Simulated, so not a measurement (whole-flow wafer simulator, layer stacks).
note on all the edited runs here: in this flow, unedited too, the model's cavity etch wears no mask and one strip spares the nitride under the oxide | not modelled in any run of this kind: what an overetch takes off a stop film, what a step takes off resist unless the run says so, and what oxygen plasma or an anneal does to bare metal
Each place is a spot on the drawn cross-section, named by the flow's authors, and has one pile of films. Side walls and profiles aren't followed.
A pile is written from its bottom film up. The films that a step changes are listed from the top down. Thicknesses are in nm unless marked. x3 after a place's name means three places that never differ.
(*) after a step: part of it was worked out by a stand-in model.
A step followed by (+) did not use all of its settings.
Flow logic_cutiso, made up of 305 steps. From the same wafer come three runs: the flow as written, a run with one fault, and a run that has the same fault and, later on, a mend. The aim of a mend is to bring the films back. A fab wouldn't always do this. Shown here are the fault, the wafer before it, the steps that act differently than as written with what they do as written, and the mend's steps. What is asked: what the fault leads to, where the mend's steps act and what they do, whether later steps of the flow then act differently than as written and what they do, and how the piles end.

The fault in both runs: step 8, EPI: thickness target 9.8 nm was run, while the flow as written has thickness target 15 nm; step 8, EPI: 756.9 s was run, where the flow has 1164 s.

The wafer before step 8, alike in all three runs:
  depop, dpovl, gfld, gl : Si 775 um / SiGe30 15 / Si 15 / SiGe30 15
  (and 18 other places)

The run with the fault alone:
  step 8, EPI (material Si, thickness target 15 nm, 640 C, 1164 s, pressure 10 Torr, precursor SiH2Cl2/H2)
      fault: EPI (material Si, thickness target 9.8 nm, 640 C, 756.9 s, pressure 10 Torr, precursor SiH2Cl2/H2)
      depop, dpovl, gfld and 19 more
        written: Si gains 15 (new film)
        fault: Si gains 9.75 (new film)
  Later steps of the flow acting differently than as written (not shown: 2 more steps that differ only slightly, by at most 2% or 0.5 nm, whichever is larger):
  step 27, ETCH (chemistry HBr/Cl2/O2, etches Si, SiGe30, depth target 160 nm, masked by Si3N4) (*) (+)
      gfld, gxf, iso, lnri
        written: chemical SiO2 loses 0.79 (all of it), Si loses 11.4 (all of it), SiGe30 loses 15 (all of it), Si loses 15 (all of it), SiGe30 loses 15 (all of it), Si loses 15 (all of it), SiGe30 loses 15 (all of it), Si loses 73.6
        fault: chemical SiO2 loses 0.79 (all of it), Si loses 11.4 (all of it), SiGe30 loses 15 (all of it), Si loses 9.75 (all of it), SiGe30 loses 15 (all of it), Si loses 15 (all of it), SiGe30 loses 15 (all of it), Si loses 78.9
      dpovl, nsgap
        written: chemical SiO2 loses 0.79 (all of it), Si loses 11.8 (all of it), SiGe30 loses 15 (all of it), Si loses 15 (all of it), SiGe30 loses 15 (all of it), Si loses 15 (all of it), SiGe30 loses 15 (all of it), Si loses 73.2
        fault: chemical SiO2 loses 0.79 (all of it), Si loses 11.8 (all of it), SiGe30 loses 15 (all of it), Si loses 9.75 (all of it), SiGe30 loses 15 (all of it), Si loses 15 (all of it), SiGe30 loses 15 (all of it), Si loses 78.5
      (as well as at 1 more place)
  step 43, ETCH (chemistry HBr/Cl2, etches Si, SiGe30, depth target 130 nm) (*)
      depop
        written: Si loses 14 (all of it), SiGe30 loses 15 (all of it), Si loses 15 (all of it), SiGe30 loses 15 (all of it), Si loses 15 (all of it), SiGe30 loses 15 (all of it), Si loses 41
        fault: Si loses 14 (all of it), SiGe30 loses 15 (all of it), Si loses 9.75 (all of it), SiGe30 loses 15 (all of it), Si loses 15 (all of it), SiGe30 loses 15 (all of it), Si loses 46.2
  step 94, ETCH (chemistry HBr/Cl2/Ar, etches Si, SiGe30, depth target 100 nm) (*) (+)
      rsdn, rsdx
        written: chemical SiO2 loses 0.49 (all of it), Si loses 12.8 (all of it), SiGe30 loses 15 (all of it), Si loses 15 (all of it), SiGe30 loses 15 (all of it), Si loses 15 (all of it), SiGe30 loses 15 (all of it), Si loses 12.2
        fault: chemical SiO2 loses 0.49 (all of it), Si loses 12.8 (all of it), SiGe30 loses 15 (all of it), Si loses 9.75 (all of it), SiGe30 loses 15 (all of it), Si loses 15 (all of it), SiGe30 loses 15 (all of it), Si loses 17.4
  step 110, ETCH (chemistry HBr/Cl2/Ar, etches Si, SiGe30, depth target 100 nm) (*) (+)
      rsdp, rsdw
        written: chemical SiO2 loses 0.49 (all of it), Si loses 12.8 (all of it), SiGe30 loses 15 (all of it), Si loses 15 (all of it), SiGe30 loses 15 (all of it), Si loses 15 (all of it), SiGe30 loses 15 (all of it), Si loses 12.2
        fault: chemical SiO2 loses 0.49 (all of it), Si loses 12.8 (all of it), SiGe30 loses 15 (all of it), Si loses 9.75 (all of it), SiGe30 loses 15 (all of it), Si loses 15 (all of it), SiGe30 loses 15 (all of it), Si loses 17.4
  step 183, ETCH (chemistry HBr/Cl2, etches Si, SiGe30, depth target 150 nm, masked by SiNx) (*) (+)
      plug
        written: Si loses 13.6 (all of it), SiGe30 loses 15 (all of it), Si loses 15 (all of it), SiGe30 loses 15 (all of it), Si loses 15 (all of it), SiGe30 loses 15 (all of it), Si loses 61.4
        fault: Si loses 13.6 (all of it), SiGe30 loses 15 (all of it), Si loses 9.75 (all of it), SiGe30 loses 15 (all of it), Si loses 15 (all of it), SiGe30 loses 15 (all of it), Si loses 66.7
  At gl, glp, gxn and 6 more, the piles at the end differ from the flow's by more than 2% or 0.5 nm, whichever is larger.
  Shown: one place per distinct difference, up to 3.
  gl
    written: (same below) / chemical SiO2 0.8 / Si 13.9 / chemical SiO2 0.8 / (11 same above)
    fault: (same below) / chemical SiO2 0.8 / Si 8.67 / chemical SiO2 0.8 / (11 same above)
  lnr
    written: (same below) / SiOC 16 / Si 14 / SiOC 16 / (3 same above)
    fault: (same below) / SiOC 16 / Si 8.73 / SiOC 16 / (3 same above)
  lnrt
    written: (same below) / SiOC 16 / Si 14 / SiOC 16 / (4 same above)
    fault: (same below) / SiOC 16 / Si 8.73 / SiOC 16 / (4 same above)

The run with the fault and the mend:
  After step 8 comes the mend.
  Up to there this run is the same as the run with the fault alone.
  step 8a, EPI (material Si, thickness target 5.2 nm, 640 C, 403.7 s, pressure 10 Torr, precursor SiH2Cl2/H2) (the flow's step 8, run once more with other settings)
      depop, dpovl, gfld and 19 more
        Si gains 5.2
  None of the later steps of the flow differs from how it acts as written, at any place that is followed, by more than 2% or 0.5 nm, whichever is larger.
  When the end is reached, the piles differ only a little from the flow's at the places that both follow, at most by 2% or 0.5 nm, whichever is larger.
